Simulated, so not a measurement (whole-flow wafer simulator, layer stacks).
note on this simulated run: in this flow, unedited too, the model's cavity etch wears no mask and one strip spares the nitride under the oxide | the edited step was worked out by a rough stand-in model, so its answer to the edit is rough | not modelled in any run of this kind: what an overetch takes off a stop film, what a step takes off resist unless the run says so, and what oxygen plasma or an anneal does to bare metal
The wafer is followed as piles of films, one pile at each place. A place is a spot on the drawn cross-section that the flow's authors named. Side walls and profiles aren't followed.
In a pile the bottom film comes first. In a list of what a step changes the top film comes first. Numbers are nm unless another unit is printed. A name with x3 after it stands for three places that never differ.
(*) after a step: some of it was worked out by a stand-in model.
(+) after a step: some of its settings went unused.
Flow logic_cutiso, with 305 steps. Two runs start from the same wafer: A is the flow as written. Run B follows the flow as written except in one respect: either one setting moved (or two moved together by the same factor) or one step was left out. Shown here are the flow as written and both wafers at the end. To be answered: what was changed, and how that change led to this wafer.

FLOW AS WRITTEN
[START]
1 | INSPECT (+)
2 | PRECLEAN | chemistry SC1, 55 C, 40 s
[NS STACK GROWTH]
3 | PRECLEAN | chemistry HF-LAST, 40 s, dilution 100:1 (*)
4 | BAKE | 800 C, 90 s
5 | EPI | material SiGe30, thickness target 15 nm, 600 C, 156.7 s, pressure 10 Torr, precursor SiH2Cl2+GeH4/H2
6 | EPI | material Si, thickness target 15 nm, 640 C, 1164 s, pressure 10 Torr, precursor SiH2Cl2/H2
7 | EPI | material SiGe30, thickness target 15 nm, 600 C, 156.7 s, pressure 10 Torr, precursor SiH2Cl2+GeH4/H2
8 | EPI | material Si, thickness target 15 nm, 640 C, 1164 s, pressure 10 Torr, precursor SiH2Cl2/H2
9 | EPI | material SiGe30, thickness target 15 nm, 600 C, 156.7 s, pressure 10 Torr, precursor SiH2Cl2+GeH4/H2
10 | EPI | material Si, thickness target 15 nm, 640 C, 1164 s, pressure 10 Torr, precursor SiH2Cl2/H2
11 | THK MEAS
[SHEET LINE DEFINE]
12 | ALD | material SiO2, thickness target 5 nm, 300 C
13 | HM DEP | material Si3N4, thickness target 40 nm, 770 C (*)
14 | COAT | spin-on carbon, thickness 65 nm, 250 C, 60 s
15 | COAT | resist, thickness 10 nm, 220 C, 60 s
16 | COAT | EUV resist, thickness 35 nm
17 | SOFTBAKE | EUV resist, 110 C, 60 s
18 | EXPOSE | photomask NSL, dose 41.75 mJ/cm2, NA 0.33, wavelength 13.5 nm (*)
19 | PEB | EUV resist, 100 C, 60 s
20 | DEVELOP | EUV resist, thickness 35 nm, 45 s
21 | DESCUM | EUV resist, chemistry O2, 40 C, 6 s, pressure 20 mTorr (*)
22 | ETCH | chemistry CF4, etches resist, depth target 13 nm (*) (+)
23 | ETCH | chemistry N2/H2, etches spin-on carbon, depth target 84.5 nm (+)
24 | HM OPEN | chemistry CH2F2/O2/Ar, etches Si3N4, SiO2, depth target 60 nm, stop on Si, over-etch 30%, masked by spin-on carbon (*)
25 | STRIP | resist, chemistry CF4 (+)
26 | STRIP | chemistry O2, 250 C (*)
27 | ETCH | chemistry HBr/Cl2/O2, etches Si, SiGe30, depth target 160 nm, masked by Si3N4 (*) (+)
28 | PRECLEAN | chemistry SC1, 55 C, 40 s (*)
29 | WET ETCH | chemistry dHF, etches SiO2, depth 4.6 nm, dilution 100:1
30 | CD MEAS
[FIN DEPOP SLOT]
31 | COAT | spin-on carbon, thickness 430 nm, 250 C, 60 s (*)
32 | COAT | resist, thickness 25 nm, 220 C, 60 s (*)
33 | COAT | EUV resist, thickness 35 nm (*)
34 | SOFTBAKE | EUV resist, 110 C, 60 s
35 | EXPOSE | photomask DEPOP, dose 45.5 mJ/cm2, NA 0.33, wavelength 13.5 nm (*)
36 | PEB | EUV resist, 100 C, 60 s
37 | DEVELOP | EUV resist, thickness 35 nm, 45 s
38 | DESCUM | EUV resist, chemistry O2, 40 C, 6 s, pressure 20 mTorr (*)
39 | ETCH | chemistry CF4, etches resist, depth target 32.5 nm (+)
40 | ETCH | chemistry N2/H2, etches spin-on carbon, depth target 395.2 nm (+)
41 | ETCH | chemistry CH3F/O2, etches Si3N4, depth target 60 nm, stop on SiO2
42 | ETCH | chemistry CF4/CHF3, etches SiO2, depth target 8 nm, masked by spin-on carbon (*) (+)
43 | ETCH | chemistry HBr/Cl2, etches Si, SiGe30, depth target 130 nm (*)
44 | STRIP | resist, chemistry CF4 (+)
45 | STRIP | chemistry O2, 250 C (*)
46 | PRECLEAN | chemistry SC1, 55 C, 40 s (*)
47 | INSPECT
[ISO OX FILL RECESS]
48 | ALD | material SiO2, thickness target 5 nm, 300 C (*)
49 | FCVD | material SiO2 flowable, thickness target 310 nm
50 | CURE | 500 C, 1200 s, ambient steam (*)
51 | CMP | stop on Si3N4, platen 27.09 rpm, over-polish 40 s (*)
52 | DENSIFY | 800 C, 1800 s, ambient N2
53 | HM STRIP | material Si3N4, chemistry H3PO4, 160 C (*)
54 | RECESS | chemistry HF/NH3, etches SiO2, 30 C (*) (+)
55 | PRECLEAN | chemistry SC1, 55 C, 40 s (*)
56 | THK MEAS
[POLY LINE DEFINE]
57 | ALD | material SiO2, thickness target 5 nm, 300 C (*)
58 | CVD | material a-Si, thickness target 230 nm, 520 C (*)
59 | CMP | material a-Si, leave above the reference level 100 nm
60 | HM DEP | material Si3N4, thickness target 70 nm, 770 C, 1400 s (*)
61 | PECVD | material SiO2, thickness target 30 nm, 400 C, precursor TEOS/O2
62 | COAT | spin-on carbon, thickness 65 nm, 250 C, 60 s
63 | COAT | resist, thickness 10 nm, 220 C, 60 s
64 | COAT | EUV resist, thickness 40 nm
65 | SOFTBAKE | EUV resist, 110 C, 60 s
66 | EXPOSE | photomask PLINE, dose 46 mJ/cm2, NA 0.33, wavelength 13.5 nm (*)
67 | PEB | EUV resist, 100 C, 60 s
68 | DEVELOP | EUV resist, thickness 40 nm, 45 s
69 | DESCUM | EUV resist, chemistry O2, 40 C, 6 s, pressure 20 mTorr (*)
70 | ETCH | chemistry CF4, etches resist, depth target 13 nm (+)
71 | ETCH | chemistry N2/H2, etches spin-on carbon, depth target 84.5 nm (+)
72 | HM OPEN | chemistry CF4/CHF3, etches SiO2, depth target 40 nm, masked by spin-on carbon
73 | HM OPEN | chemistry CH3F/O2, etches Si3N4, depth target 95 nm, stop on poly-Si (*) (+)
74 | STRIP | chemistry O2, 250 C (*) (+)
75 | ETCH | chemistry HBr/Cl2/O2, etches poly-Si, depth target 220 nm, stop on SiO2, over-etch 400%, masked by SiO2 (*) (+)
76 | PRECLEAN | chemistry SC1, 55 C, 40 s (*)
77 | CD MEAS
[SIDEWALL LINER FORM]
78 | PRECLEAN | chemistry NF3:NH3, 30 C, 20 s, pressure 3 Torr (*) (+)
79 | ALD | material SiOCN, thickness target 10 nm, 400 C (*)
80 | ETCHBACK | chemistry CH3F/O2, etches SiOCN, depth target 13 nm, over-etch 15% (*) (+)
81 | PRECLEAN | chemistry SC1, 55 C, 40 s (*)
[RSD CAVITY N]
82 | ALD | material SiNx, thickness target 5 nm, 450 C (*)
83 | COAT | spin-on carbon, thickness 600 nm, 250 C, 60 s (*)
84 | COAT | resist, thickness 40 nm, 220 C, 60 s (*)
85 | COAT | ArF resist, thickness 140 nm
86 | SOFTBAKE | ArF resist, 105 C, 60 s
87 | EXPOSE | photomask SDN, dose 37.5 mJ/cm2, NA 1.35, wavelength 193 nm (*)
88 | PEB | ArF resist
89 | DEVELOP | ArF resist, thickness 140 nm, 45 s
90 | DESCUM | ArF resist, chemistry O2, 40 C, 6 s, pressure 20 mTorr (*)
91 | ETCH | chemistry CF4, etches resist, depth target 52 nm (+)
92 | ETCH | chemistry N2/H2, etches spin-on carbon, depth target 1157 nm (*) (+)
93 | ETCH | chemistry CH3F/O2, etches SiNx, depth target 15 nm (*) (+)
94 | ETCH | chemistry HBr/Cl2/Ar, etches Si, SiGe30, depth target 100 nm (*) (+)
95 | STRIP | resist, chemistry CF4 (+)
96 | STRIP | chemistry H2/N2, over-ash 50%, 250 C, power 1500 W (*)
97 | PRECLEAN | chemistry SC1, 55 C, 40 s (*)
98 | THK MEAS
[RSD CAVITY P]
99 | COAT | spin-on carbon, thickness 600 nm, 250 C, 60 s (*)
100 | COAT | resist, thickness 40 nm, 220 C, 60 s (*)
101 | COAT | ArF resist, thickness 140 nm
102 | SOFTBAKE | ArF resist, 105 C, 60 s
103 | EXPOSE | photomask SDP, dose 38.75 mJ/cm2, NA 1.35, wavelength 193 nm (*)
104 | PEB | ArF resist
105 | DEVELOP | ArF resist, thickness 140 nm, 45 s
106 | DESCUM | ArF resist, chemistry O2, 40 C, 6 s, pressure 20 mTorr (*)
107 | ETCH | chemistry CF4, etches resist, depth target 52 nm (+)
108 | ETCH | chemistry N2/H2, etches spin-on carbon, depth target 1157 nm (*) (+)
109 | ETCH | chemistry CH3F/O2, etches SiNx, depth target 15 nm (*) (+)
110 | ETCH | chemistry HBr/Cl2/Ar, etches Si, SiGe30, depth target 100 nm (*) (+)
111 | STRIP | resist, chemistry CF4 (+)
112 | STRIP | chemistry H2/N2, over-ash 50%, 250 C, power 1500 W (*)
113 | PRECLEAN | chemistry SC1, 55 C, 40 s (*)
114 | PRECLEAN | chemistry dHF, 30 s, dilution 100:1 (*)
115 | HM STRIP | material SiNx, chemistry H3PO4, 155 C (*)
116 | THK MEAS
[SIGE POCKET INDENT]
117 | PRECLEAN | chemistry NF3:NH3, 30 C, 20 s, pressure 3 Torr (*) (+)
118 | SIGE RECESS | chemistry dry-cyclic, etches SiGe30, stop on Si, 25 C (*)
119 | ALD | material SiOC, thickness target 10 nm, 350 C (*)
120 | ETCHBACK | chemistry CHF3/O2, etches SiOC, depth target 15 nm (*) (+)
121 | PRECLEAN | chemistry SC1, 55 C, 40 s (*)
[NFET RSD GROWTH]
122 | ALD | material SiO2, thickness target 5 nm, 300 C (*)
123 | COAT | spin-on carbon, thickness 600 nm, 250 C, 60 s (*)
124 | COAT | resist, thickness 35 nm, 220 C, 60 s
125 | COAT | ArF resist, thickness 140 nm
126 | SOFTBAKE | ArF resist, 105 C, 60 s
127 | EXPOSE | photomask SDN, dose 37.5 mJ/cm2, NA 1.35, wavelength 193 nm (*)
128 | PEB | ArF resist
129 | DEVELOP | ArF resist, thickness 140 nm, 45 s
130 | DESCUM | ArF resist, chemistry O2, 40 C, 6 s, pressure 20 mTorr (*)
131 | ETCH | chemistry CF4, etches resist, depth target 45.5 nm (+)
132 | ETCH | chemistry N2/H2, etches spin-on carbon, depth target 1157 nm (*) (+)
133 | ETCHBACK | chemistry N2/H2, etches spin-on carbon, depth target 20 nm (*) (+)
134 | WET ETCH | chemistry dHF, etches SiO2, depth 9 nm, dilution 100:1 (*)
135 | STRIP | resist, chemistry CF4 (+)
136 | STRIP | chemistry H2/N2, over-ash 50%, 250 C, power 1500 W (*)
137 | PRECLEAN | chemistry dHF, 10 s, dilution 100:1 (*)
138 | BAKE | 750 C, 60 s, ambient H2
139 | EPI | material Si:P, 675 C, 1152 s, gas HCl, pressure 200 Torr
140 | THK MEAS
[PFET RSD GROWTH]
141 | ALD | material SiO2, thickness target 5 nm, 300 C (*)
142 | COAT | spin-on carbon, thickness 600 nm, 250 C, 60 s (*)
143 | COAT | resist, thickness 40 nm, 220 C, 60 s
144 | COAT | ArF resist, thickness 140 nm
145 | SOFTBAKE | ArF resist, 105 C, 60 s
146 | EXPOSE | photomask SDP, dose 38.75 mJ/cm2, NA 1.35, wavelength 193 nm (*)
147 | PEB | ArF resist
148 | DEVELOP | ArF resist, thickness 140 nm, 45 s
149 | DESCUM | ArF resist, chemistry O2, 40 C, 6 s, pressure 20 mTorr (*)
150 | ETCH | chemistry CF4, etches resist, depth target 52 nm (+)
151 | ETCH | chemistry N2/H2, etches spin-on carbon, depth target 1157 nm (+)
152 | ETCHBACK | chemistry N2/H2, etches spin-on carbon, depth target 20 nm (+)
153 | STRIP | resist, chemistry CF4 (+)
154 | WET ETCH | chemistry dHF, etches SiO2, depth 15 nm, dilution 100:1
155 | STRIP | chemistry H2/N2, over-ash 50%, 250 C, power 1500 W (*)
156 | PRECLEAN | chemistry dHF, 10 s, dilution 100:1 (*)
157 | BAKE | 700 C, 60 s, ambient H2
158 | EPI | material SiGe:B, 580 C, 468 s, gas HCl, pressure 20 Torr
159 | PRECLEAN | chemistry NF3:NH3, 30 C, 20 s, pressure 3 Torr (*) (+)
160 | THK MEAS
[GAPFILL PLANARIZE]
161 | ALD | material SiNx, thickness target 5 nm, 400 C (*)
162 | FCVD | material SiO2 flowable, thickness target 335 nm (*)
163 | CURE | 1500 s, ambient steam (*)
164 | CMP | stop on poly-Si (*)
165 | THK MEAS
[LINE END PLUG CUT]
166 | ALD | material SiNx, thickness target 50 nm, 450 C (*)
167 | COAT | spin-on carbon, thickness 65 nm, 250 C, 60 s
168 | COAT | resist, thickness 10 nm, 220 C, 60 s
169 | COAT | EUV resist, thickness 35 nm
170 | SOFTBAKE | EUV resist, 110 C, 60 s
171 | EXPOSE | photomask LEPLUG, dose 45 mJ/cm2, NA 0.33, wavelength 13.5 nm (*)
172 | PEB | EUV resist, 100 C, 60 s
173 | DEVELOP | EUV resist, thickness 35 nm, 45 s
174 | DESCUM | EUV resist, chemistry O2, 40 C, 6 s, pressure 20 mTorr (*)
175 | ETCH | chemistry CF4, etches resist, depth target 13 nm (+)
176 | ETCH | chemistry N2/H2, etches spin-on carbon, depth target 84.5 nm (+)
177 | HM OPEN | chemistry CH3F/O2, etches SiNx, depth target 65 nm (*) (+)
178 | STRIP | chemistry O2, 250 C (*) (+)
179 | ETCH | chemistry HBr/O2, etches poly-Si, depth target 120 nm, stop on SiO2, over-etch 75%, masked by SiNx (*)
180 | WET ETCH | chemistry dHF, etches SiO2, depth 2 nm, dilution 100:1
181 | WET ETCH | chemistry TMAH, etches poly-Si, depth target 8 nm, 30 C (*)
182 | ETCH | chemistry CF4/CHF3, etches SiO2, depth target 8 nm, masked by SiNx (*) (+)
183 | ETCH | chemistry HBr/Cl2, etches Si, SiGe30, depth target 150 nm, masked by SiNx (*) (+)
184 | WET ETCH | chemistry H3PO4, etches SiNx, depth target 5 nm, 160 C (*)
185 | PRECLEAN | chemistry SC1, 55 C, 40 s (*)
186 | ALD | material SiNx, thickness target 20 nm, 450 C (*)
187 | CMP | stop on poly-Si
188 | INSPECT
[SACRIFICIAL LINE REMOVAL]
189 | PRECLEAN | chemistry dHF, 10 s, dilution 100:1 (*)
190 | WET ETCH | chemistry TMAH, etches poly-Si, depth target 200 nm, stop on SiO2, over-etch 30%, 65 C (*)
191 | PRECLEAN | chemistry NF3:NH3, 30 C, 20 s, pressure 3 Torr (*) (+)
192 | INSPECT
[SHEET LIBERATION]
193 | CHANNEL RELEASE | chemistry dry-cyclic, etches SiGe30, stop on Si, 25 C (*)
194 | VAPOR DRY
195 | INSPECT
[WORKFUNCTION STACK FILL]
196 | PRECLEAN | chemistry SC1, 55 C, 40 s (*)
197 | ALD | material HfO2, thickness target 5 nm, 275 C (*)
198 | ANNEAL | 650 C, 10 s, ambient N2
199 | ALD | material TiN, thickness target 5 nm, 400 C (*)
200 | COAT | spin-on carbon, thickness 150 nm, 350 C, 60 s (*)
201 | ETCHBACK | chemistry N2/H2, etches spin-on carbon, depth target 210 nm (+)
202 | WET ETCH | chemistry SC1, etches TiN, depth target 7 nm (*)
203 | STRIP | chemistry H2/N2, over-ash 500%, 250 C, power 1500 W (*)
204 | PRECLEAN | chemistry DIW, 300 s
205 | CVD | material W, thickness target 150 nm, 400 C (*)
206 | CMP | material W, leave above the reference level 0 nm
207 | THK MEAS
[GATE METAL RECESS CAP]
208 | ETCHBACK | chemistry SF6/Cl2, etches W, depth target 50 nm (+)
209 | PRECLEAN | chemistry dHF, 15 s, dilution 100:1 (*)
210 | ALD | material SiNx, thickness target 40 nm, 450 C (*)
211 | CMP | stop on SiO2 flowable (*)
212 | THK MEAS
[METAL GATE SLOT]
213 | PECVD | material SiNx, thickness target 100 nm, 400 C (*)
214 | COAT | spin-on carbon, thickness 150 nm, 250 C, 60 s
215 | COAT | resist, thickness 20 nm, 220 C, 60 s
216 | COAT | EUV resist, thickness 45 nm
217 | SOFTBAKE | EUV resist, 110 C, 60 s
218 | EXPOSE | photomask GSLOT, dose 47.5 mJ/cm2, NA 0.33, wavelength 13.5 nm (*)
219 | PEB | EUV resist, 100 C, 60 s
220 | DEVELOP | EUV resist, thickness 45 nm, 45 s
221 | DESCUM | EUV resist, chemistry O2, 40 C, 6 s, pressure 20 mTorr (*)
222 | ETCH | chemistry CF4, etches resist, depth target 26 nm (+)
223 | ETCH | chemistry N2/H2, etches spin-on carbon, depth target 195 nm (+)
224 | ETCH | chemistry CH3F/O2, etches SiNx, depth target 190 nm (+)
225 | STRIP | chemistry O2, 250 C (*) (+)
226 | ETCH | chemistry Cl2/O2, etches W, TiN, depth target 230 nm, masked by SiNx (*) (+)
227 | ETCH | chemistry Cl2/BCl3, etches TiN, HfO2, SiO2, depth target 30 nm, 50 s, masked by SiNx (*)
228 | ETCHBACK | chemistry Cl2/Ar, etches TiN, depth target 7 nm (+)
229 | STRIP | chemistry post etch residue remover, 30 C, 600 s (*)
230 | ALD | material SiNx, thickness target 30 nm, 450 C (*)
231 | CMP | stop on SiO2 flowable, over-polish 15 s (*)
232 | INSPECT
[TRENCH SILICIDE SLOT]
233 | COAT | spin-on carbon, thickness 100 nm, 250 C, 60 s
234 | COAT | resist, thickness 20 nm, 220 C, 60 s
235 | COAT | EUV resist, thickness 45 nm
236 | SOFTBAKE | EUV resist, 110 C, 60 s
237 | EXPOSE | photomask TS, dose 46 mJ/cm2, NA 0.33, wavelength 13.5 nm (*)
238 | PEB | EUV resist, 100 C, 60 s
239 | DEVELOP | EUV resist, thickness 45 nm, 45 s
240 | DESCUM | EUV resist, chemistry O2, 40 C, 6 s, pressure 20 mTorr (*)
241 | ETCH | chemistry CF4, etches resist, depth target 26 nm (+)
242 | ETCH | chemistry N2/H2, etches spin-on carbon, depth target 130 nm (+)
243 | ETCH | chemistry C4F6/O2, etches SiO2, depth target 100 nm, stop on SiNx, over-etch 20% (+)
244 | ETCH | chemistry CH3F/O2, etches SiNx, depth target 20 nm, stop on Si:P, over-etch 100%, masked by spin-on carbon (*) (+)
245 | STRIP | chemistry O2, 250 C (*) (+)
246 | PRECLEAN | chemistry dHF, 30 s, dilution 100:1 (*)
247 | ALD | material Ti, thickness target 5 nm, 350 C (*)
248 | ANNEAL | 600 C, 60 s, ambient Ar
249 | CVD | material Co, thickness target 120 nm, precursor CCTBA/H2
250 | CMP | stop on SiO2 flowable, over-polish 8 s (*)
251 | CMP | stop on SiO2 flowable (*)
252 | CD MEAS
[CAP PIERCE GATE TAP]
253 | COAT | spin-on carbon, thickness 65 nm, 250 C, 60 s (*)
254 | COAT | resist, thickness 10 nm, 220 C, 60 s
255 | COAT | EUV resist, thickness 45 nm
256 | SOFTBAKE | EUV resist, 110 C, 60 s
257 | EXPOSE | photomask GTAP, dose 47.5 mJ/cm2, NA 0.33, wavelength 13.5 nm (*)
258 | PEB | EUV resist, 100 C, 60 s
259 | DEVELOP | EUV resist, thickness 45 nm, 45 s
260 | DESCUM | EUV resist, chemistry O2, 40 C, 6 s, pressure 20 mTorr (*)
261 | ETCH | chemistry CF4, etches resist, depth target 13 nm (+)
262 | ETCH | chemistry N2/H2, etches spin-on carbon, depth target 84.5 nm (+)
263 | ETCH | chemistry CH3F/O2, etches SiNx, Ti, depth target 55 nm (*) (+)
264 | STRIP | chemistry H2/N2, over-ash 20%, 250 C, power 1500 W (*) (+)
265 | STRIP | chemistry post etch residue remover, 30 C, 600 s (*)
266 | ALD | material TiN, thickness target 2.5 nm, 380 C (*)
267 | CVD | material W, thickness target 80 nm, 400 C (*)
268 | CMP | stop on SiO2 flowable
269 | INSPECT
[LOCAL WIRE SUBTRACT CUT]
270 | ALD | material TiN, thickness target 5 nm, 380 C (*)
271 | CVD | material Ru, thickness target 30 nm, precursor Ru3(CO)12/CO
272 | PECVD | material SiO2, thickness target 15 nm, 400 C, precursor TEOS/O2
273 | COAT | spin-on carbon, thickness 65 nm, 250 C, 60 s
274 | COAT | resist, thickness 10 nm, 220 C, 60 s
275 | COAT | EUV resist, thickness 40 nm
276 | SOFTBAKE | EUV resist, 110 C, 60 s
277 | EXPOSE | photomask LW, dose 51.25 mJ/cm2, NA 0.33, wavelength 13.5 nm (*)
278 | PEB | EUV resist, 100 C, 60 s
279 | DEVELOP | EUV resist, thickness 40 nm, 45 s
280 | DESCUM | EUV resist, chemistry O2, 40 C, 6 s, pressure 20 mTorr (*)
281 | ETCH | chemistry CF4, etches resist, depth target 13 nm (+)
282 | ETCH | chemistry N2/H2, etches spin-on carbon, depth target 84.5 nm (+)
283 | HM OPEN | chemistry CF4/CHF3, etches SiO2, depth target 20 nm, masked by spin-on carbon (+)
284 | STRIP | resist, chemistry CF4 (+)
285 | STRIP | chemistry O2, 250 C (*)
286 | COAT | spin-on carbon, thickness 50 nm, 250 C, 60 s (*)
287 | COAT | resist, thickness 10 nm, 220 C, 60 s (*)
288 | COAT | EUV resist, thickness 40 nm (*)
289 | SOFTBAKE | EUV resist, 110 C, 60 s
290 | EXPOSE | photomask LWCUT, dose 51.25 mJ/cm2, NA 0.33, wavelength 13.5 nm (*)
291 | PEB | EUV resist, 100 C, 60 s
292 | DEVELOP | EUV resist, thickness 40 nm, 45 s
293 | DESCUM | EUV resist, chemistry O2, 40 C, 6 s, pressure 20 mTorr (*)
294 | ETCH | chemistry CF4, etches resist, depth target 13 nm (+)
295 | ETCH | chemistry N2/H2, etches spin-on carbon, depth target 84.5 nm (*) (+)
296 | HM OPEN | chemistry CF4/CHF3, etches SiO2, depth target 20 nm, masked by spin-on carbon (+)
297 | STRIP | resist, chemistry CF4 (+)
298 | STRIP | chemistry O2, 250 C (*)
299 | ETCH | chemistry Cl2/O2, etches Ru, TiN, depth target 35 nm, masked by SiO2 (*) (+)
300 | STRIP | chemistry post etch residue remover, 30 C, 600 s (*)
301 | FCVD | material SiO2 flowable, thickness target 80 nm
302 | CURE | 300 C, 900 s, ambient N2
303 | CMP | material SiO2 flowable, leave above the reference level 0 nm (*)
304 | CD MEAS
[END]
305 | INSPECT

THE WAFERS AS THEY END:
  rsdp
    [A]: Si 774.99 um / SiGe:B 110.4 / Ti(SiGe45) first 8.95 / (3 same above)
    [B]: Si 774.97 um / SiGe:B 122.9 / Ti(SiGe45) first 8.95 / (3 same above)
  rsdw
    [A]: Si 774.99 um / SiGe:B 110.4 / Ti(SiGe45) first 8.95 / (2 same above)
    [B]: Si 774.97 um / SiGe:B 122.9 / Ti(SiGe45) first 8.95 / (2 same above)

The reason: step 110, ETCH: depth target 112.5 nm was run, though the flow has depth target 100 nm.

Step by step, how the change led to this:
  110 | ETCH | chemistry HBr/Cl2/Ar, etches Si, SiGe30, depth target 100 nm (*) (+)
      rsdp, rsdw: A chemical SiO2 loses 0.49 (all of it), Si loses 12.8 (all of it), SiGe30 loses 15 (all of it), Si loses 15 (all of it), SiGe30 loses 15 (all of it), Si loses 15 (all of it), SiGe30 loses 15 (all of it), Si loses 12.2 | B chemical SiO2 loses 0.49 (all of it), Si loses 12.8 (all of it), SiGe30 loses 15 (all of it), Si loses 15 (all of it), SiGe30 loses 15 (all of it), Si loses 15 (all of it), SiGe30 loses 15 (all of it), Si loses 24.7
  158 | EPI | material SiGe:B, 580 C, 468 s, gas HCl, pressure 20 Torr
      rsdp, rsdw: A SiGe:B gains 116.8 (new film) | B SiGe:B gains 129.3 (new film)
